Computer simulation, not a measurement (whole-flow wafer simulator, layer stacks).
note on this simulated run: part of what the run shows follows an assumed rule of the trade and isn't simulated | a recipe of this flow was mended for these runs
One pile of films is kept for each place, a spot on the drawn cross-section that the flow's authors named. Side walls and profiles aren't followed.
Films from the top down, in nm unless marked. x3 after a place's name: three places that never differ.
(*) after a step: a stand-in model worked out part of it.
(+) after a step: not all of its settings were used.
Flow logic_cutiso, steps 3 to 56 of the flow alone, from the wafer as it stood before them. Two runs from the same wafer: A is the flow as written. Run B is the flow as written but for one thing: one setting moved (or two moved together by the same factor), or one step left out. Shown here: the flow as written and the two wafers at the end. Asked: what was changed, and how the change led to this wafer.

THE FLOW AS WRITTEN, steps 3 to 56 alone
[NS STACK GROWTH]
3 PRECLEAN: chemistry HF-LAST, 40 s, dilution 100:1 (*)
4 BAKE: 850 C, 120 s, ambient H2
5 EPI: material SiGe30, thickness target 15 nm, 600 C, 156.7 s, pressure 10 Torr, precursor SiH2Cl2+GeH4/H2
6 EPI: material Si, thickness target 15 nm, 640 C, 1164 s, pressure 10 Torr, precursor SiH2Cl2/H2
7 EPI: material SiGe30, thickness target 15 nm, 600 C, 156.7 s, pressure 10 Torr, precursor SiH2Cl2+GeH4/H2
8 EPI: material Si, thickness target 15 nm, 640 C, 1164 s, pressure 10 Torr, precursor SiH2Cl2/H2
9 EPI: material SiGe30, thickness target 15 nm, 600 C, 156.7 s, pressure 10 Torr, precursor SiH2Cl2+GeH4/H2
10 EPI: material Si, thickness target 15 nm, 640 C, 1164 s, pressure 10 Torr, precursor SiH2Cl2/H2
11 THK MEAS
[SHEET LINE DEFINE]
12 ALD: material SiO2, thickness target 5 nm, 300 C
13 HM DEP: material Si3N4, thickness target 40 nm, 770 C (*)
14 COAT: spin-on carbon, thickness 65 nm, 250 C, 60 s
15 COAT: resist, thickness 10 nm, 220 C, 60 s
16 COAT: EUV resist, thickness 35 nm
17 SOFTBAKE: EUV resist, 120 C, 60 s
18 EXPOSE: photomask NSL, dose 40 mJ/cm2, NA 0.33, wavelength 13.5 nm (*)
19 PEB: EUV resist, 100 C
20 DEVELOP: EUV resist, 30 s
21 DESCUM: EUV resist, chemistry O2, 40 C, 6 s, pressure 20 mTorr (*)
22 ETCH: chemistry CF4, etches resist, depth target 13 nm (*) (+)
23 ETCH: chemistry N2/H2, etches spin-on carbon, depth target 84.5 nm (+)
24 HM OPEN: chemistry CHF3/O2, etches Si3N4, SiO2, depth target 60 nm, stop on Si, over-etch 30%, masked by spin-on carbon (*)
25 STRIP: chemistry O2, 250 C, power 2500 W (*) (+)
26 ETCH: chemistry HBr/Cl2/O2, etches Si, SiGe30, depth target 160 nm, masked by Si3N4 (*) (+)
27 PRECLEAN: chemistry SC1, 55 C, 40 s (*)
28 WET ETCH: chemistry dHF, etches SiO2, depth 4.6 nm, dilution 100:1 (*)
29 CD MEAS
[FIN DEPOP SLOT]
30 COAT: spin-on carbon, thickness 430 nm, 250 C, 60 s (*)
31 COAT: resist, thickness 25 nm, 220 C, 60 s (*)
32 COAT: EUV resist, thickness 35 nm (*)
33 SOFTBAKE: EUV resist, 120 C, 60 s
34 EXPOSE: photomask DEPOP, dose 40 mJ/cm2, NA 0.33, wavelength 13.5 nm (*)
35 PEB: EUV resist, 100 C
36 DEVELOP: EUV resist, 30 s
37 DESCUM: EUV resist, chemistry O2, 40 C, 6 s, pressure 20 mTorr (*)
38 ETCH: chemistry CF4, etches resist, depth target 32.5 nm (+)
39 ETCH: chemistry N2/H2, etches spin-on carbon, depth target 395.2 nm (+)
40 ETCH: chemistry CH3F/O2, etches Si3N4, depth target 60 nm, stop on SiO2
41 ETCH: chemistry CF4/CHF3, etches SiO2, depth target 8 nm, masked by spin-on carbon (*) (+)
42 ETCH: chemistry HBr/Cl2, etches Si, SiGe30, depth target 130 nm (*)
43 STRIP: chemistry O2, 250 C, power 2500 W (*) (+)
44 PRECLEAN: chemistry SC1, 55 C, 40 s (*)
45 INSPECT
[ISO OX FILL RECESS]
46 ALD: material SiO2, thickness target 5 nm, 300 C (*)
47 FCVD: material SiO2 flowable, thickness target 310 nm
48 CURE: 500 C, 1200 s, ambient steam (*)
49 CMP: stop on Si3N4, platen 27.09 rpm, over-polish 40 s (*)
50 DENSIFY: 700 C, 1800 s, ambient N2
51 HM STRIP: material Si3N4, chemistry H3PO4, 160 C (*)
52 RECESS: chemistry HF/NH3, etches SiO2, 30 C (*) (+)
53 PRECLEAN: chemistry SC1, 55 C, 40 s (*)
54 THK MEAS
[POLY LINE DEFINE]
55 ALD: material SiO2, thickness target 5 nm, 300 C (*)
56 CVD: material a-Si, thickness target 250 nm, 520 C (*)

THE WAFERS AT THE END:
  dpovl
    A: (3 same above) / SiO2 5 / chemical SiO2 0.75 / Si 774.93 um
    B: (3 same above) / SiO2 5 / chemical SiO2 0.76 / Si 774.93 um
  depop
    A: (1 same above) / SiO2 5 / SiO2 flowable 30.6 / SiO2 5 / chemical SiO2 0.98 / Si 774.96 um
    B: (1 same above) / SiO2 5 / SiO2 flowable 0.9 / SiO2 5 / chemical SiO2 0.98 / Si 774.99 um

The cause: step 42, ETCH: depth target 100.3 nm was run, where the flow has depth target 130 nm.

How the change led to this, step by step:
  42 ETCH: chemistry HBr/Cl2, etches Si, SiGe30, depth target 130 nm (*)
      dpovl, gfld, gl and 18 more: A spin-on carbon -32 | B spin-on carbon -26.1
      depop: A Si -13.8 (all of it), SiGe30 -15 (all of it), Si -15 (all of it), SiGe30 -15 (all of it), Si -15 (all of it), SiGe30 -15 (all of it), Si -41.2 | B Si -13.8 (all of it), SiGe30 -15 (all of it), Si -15 (all of it), SiGe30 -15 (all of it), Si -15 (all of it), SiGe30 -15 (all of it), Si -11.5
  43 STRIP: chemistry O2, 250 C, power 2500 W (*) (+)
      dpovl: A chemical SiO2 +0.75 (new film), spin-on carbon -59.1 (all of it), Si -0.33 | B chemical SiO2 +0.75 (new film), spin-on carbon -65 (all of it), Si -0.33
      ns: A spin-on carbon -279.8 (all of it) | B spin-on carbon -285.8 (all of it)
  47 FCVD: material SiO2 flowable, thickness target 310 nm
      depop: A SiO2 flowable +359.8 (new film) | B SiO2 flowable +333.2 (new film)
